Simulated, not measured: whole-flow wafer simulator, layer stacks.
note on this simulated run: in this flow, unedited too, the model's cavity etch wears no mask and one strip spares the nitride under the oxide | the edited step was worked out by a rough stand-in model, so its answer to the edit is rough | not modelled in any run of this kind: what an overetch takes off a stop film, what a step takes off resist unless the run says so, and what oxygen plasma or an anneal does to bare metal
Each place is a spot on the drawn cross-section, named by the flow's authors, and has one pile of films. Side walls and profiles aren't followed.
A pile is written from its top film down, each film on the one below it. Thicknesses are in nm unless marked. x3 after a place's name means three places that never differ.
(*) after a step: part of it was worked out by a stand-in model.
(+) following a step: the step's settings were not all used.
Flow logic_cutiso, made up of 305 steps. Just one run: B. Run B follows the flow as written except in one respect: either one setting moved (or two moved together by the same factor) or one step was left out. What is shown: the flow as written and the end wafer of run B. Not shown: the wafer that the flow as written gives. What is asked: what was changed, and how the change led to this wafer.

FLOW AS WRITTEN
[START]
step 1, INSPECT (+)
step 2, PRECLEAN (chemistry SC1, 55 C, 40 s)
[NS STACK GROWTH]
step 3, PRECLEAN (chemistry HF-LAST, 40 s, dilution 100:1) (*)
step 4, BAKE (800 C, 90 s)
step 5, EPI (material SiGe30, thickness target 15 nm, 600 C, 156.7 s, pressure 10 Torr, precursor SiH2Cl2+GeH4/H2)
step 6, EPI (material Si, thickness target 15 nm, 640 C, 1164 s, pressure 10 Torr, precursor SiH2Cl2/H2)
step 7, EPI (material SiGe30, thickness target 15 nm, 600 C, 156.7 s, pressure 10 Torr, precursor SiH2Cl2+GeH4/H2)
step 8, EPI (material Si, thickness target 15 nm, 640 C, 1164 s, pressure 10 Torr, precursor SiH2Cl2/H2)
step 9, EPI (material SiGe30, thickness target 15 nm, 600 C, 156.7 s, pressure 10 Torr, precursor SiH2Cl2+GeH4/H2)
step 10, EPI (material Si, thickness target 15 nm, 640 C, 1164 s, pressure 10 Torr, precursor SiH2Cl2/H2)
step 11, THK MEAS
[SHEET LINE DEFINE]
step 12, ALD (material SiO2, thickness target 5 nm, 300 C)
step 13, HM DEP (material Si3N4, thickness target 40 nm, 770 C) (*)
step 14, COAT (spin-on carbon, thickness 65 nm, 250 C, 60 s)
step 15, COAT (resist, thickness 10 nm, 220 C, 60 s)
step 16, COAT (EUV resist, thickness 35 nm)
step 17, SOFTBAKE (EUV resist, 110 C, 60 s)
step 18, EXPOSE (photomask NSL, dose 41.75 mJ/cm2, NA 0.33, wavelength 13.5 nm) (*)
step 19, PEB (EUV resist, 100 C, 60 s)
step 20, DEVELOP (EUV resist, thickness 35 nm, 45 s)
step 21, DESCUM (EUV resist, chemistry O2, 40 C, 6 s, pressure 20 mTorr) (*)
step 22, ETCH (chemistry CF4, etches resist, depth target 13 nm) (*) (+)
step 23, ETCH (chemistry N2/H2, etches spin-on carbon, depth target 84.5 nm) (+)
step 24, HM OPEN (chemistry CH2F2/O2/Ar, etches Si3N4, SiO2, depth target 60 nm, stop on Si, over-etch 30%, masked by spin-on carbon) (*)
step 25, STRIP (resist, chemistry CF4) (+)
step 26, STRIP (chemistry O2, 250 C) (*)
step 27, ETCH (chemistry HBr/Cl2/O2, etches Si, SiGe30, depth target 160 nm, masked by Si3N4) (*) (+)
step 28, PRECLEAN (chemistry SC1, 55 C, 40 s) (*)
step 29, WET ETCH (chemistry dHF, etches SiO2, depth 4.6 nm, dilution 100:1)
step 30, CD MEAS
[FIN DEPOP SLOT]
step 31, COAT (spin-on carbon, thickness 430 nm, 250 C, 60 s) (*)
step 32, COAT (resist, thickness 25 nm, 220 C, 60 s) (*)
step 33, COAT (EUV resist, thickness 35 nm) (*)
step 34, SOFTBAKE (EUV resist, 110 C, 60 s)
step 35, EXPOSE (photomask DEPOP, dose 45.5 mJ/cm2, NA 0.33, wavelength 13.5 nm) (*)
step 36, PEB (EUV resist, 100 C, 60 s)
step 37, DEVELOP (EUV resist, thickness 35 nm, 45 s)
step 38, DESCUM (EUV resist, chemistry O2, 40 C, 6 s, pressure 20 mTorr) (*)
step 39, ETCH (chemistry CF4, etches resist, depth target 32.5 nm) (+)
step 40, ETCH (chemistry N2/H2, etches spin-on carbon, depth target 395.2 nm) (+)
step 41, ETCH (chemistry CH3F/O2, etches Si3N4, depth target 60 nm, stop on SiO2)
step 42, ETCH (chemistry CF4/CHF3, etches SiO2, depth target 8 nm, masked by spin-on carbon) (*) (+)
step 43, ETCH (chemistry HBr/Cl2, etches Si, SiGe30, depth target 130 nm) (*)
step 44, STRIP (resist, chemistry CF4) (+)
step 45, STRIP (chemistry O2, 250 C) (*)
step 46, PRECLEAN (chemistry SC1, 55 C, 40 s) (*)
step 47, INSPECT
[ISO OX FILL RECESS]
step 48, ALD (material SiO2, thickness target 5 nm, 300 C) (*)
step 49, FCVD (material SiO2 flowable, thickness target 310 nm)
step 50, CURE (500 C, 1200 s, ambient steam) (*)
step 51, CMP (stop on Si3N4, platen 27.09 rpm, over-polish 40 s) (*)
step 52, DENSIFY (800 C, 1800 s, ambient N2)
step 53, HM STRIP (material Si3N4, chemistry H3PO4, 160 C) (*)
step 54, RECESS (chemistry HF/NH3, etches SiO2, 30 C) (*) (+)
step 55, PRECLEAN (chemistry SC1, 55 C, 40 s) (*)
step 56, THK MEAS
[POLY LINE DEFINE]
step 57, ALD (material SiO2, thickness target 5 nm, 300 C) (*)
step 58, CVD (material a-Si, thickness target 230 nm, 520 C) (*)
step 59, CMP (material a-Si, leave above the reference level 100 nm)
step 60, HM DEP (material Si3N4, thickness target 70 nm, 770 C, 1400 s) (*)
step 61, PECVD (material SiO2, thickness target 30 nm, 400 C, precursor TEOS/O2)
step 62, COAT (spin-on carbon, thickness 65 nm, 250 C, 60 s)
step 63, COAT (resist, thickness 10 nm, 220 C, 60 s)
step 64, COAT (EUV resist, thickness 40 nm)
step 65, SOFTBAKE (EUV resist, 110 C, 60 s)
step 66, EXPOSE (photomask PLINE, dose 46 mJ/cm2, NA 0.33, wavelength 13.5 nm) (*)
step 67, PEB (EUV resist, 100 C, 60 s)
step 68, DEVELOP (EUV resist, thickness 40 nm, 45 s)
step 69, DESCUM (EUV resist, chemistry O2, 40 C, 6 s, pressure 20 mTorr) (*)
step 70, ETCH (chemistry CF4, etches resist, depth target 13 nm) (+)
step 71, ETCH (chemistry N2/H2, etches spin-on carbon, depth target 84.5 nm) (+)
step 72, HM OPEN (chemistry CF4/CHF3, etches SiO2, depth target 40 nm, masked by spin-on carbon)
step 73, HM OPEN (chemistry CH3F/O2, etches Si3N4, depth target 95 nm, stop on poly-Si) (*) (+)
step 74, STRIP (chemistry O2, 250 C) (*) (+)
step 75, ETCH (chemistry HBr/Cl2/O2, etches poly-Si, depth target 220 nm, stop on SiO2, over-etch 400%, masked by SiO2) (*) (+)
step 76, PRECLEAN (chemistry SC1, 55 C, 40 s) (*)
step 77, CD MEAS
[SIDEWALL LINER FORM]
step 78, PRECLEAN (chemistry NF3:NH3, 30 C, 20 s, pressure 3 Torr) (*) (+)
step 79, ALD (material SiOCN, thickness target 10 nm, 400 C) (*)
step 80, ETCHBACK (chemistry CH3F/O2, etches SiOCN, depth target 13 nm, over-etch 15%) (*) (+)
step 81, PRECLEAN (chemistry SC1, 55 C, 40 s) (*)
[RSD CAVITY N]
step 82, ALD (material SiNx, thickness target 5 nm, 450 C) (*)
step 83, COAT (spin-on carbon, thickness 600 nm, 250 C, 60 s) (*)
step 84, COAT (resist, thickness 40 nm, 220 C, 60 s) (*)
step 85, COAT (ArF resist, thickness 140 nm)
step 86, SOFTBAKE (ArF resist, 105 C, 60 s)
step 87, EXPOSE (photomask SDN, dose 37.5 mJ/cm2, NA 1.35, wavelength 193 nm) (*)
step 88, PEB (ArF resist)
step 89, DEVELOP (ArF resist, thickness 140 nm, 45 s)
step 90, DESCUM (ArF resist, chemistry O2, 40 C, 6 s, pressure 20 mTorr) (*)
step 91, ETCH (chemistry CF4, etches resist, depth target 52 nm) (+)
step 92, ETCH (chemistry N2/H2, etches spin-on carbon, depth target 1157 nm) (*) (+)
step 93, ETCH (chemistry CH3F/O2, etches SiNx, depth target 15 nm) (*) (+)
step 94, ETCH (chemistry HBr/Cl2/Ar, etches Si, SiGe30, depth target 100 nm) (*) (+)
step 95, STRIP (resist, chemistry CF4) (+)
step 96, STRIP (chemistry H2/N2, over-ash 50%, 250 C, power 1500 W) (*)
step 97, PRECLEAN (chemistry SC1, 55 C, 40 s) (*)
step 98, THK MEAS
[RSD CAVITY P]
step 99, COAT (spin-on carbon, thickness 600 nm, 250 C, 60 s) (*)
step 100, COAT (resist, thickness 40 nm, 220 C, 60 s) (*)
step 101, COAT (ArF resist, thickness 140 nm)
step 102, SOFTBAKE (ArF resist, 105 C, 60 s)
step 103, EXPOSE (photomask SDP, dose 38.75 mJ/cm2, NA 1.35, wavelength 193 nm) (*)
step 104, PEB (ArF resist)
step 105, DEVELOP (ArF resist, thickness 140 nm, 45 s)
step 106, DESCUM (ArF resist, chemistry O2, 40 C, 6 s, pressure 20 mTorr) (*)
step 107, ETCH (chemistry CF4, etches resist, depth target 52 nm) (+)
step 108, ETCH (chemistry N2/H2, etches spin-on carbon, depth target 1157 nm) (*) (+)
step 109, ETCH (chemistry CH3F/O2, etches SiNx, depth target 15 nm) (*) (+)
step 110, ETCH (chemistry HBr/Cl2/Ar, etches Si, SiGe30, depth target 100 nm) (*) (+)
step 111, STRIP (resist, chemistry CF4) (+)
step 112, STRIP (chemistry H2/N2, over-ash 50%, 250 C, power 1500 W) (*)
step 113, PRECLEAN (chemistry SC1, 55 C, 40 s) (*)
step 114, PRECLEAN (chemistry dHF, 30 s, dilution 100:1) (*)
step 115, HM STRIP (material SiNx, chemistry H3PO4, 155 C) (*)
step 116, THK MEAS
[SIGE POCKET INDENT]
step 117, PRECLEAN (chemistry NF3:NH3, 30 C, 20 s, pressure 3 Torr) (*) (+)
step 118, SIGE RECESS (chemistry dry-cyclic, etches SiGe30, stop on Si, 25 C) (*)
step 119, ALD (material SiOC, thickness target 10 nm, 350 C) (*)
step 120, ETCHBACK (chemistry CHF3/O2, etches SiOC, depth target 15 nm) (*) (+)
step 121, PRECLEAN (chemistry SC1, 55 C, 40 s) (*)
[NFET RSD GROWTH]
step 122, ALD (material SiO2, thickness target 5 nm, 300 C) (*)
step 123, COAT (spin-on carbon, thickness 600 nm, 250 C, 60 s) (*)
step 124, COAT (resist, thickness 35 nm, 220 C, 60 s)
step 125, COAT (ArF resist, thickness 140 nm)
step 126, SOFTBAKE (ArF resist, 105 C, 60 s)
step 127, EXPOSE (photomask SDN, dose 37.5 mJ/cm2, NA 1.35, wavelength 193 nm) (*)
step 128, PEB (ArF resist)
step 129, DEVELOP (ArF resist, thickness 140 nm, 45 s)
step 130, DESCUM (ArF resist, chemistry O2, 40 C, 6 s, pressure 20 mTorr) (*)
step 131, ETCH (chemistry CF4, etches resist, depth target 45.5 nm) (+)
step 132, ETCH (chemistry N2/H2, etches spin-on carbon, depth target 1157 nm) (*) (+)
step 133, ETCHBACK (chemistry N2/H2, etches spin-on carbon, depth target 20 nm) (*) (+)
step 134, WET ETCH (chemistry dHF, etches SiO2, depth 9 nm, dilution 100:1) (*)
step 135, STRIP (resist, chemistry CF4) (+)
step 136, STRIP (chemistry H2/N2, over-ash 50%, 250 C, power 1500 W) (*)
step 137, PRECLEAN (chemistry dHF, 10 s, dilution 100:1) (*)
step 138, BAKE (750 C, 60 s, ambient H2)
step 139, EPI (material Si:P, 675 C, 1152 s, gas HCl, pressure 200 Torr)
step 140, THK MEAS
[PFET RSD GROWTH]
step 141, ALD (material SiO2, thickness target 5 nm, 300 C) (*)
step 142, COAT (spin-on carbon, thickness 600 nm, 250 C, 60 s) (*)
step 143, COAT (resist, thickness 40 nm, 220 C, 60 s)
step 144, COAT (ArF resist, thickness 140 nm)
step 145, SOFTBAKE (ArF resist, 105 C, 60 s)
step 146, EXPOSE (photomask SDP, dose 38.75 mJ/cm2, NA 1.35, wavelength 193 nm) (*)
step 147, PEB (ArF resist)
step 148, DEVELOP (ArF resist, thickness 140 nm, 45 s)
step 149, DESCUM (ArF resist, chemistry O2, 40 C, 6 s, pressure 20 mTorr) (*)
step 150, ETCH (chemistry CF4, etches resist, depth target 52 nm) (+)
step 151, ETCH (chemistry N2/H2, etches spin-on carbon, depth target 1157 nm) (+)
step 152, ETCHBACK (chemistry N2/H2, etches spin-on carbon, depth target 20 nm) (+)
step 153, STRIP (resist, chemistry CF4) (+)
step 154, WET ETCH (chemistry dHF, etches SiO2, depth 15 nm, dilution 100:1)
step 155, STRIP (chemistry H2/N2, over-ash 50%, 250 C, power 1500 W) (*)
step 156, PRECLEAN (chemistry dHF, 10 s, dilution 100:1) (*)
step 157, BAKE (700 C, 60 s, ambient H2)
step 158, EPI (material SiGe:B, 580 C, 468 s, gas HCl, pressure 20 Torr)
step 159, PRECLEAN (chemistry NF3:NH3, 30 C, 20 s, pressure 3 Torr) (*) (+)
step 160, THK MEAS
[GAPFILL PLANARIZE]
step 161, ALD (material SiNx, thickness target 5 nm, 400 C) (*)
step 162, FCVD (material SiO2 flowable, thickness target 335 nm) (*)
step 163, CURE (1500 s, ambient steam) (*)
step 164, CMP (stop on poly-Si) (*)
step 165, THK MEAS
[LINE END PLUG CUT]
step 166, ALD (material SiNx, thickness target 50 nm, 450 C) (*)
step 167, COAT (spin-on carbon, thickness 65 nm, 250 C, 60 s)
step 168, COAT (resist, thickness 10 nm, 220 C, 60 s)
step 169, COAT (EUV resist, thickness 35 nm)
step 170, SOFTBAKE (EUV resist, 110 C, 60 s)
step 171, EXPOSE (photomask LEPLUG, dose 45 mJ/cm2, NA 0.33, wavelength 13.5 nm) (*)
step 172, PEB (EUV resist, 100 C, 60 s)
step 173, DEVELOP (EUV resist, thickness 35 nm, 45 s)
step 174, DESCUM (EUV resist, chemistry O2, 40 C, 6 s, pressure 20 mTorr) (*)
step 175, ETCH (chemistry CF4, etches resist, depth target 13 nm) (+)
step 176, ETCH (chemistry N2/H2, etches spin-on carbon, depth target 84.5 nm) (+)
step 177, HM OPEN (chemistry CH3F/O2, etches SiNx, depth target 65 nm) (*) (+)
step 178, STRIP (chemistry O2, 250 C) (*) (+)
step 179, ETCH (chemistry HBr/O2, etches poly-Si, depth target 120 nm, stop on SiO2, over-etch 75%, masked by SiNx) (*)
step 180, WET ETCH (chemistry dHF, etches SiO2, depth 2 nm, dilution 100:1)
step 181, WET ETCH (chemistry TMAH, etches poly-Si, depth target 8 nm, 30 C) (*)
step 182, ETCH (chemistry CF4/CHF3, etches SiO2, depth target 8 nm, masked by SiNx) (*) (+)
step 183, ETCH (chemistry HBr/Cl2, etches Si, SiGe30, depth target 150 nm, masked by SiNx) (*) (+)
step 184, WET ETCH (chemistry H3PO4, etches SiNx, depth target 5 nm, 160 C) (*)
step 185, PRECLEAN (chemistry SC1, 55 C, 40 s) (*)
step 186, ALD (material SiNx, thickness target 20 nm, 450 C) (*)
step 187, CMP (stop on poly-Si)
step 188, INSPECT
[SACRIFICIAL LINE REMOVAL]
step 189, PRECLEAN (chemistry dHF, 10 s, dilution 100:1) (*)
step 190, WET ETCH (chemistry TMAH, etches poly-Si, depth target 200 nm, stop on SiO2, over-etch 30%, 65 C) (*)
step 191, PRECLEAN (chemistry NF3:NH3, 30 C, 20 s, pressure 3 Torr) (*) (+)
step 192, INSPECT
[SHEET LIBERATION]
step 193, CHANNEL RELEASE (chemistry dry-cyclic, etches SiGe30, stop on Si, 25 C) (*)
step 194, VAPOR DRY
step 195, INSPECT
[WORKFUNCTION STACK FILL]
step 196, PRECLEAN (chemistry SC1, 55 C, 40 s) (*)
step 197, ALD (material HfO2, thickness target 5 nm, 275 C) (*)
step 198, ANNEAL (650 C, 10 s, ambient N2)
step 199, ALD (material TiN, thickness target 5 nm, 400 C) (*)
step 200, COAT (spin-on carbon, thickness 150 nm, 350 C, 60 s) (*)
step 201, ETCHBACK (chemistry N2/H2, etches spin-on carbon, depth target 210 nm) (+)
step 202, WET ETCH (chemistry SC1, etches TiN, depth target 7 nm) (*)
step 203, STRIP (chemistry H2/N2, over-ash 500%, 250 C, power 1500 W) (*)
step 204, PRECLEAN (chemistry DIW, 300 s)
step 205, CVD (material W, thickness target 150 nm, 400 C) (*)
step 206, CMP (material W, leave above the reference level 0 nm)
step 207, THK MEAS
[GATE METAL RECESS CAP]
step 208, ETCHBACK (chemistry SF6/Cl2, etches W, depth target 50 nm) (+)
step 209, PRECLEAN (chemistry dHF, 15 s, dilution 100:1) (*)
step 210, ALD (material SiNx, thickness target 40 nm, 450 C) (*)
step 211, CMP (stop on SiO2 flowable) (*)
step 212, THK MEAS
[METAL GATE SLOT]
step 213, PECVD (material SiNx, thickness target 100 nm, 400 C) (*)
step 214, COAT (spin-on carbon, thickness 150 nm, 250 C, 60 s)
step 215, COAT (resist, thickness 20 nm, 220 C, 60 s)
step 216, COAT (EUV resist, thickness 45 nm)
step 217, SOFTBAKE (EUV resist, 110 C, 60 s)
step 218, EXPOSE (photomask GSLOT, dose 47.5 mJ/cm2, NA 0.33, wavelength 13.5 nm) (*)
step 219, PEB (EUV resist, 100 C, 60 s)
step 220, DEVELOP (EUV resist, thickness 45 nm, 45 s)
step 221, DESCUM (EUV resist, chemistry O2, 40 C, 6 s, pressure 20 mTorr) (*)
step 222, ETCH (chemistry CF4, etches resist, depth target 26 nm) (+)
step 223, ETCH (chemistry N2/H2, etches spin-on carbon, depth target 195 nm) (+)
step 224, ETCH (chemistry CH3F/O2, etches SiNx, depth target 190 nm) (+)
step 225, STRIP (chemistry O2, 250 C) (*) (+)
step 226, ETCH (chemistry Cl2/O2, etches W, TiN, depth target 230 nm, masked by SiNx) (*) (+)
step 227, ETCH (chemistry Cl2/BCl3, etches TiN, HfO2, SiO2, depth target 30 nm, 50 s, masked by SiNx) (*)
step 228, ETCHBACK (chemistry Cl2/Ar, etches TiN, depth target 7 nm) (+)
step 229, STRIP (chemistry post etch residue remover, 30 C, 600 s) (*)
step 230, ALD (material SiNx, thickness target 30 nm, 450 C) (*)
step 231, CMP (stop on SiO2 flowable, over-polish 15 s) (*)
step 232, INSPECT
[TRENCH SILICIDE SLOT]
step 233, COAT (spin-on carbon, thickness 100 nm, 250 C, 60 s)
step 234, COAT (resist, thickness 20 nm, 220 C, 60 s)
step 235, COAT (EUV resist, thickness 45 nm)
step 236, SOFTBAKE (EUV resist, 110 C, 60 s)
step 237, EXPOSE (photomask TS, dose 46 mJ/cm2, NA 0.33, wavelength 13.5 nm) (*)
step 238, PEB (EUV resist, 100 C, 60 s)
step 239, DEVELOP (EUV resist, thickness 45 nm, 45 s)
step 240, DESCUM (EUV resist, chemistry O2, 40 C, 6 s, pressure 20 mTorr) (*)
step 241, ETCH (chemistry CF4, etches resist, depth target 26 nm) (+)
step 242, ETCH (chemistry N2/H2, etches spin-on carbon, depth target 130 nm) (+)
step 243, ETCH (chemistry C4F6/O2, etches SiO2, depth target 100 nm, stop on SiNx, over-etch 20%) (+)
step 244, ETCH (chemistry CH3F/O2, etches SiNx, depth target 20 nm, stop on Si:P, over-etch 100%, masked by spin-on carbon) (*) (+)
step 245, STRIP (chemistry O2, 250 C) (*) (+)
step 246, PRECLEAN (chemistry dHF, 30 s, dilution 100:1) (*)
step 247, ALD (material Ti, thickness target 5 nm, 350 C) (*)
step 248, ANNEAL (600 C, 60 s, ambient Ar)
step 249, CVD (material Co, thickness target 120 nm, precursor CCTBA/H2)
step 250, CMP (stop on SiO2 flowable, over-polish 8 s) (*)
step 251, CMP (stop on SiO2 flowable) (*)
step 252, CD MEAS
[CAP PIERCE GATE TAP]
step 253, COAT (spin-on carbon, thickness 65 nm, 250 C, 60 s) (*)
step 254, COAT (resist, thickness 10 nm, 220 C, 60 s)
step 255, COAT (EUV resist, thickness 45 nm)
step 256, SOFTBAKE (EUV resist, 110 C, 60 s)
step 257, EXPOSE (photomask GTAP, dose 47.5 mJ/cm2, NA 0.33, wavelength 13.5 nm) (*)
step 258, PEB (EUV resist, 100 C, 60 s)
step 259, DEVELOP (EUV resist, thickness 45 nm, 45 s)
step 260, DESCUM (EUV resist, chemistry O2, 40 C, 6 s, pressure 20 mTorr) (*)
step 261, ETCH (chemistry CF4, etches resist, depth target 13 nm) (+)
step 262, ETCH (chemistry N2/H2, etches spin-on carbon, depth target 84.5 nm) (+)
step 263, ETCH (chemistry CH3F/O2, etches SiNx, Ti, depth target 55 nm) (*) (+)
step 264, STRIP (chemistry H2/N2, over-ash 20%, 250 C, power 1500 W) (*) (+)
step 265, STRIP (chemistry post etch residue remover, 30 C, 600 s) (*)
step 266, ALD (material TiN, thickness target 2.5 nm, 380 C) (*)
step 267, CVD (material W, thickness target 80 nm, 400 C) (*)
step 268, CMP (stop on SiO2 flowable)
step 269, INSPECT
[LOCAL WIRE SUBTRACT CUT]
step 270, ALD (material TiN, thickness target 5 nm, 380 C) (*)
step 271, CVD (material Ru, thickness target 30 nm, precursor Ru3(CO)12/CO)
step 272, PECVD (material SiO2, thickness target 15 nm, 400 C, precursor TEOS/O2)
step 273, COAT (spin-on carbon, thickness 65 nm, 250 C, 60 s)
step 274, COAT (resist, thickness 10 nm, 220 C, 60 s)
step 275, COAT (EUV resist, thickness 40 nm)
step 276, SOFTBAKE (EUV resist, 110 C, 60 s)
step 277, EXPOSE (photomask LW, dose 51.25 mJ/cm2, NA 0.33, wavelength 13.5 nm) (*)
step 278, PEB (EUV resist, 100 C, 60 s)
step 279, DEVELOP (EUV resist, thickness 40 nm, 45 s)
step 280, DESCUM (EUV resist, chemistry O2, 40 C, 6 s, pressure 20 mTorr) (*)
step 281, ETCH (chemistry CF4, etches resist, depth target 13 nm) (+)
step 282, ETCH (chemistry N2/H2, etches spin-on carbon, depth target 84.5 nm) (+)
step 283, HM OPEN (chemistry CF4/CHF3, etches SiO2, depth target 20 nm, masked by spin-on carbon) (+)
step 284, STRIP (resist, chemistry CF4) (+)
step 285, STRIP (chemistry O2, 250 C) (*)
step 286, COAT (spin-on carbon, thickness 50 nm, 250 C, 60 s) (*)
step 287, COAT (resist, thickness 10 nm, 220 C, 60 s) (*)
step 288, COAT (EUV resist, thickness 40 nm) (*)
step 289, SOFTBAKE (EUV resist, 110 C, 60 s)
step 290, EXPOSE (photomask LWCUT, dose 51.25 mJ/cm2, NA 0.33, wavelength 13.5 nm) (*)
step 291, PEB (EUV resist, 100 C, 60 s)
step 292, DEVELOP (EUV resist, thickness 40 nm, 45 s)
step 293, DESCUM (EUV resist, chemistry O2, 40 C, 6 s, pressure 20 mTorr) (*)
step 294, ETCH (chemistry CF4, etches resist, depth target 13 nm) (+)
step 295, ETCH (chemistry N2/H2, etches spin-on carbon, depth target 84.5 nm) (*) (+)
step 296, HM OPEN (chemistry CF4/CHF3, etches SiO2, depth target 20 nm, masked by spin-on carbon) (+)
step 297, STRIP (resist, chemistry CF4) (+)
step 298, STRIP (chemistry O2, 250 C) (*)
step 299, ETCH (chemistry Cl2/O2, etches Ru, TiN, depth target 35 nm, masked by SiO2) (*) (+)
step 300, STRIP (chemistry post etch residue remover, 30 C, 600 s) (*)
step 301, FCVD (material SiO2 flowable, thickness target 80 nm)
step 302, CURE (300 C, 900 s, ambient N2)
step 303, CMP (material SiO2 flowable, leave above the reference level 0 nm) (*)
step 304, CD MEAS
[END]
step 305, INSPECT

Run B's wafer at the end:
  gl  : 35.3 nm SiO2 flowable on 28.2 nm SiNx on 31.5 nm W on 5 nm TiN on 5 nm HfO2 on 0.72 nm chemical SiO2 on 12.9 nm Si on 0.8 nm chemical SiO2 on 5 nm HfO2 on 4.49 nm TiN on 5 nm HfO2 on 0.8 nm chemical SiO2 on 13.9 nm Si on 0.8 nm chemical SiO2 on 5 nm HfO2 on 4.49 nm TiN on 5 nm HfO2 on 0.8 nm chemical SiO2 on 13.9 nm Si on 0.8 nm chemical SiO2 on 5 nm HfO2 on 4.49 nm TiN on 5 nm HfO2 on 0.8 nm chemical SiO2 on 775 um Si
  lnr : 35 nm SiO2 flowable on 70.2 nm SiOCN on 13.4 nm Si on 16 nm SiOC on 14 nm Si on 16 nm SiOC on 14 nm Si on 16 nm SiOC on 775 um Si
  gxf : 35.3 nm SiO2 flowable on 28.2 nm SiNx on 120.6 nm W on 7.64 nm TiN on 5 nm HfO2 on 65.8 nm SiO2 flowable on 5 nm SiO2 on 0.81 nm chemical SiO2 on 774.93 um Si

Cause: step 75, ETCH: depth target 121 nm was run, while the flow as written has depth target 220 nm.

Step by step, how the change led to this:
  step 75, ETCH (chemistry HBr/Cl2/O2, etches poly-Si, depth target 220 nm, stop on SiO2, over-etch 400%, masked by SiO2) (*) (+)
      lnr, lnrp, lnrt, rsdn, rsdp, rsdw, rsdx: chemical SiO2 loses 0.79 (all of it), poly-Si loses 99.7 (all of it), SiO2 loses 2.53 (it would be, as written: chemical SiO2 loses 0.79 (all of it), poly-Si loses 99.7 (all of it), SiO2 loses 5 (all of it))
      depop, dpovl, gfld and 10 more: SiO2 loses 7.88 (it would be, as written: SiO2 loses 9.58)
      (and at 2 other places as well)
  step 78, PRECLEAN (chemistry NF3:NH3, 30 C, 20 s, pressure 3 Torr) (*) (+)
      lnr, lnrp, lnrt, rsdn, rsdp, rsdw, rsdx: SiO2 loses 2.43 (all of it), chemical SiO2 loses 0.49 (all of it) (it would be, as written: chemical SiO2 loses 0.52 (all of it))
      iso, lnri: SiO2 loses 2.88 (all of it), SiO2 flowable loses 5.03 (it would be, as written: SiO2 loses 0.41 (all of it), SiO2 flowable loses 7.89)
  step 120, ETCHBACK (chemistry CHF3/O2, etches SiOC, depth target 15 nm) (*) (+)
      gl, tap: SiOC loses 10 (all of it), SiO2 loses 5 (it would be, as written: SiOC loses 10 (all of it), SiO2 loses 4.21 (all of it), Si3N4 loses 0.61)
      glp: SiOC loses 10 (all of it), SiO2 loses 5 (it would be, as written: SiOC loses 10 (all of it), SiO2 loses 4.25 (all of it), Si3N4 loses 0.58)
      (and at 2 other places as well)
  step 122, ALD (material SiO2, thickness target 5 nm, 300 C) (*)
      gl, glp, tap: SiO2 gains 5 (it would be, as written: SiO2 gains 5 (new film))
      gxn: SiO2 gains 7.01 (it would be, as written: SiO2 gains 6.76 (new film))
      (and at 1 other place as well)
  step 132, ETCH (chemistry N2/H2, etches spin-on carbon, depth target 1157 nm) (*) (+)
      gl, tap: spin-on carbon loses 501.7 (all of it), SiO2 loses 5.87 (all of it), Si3N4 loses 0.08 (it would be, as written: spin-on carbon loses 501.7 (all of it), SiO2 loses 5 (all of it), Si3N4 loses 0.5)
  step 133, ETCHBACK (chemistry N2/H2, etches spin-on carbon, depth target 20 nm) (*) (+)
      gxn: SiO2 loses 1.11 (it would be, as written: SiO2 loses 0.7 (all of it), Si3N4 loses 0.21)
  step 134, WET ETCH (chemistry dHF, etches SiO2, depth 9 nm, dilution 100:1) (*)
      gxn: SiO2 loses 1.67 (all of it), Si3N4 loses 0.21 (it would be, as written: Si3N4 loses 0.34)
  step 141, ALD (material SiO2, thickness target 5 nm, 300 C) (*)
      gxn: SiO2 gains 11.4 (new film) (it would be, as written: SiO2 gains 10.1 (new film))
  step 153, STRIP (resist, chemistry CF4) (+)
      glp: SiO2 loses 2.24 (all of it) (it would be, as written: SiO2 loses 1.36 (all of it))
      gxp: SiO2 loses 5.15 (all of it) (it would be, as written: SiO2 loses 3.06 (all of it))
  step 161, ALD (material SiNx, thickness target 5 nm, 400 C) (*)
      gxp: SiNx gains 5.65 (new film) (it would be, as written: SiNx gains 5 (new film))
  step 164, CMP (stop on poly-Si) (*)
      depop, dpovl, isow, ns, nsgap: SiO2 flowable loses 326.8 (all of it), SiNx loses 5 (all of it), SiO2 loses 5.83 (all of it), Si3N4 loses 70 (all of it) (it would be, as written: SiO2 flowable loses 326.8 (all of it), SiNx loses 5 (all of it), SiO2 loses 4.13 (all of it), Si3N4 loses 70 (all of it))
      gfld, gxf: SiO2 flowable loses 251.7 (all of it), SiNx loses 5 (all of it), SiO2 loses 5.83 (all of it), Si3N4 loses 70 (all of it) (it would be, as written: SiO2 flowable loses 251.9 (all of it), SiNx loses 5 (all of it), SiO2 loses 4.13 (all of it), Si3N4 loses 70 (all of it))
      (and at 7 other places as well)
  step 197, ALD (material HfO2, thickness target 5 nm, 275 C) (*)
      gxf: HfO2 gains 5 (new film) (it would be, as written: HfO2 gains 7.7 (new film))
  step 199, ALD (material TiN, thickness target 5 nm, 400 C) (*)
      gfld: TiN gains 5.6 (new film) (it would be, as written: TiN gains 7.64 (new film))
      gxf: TiN gains 7.64 (new film) (it would be, as written: TiN gains 5 (new film))
  step 226, ETCH (chemistry Cl2/O2, etches W, TiN, depth target 230 nm, masked by SiNx) (*) (+)
      gfld: W loses 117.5 (all of it), TiN loses 5.6 (all of it), HfO2 loses 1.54 (it would be, as written: W loses 115.4 (all of it), TiN loses 7.64 (all of it), HfO2 loses 1.54)
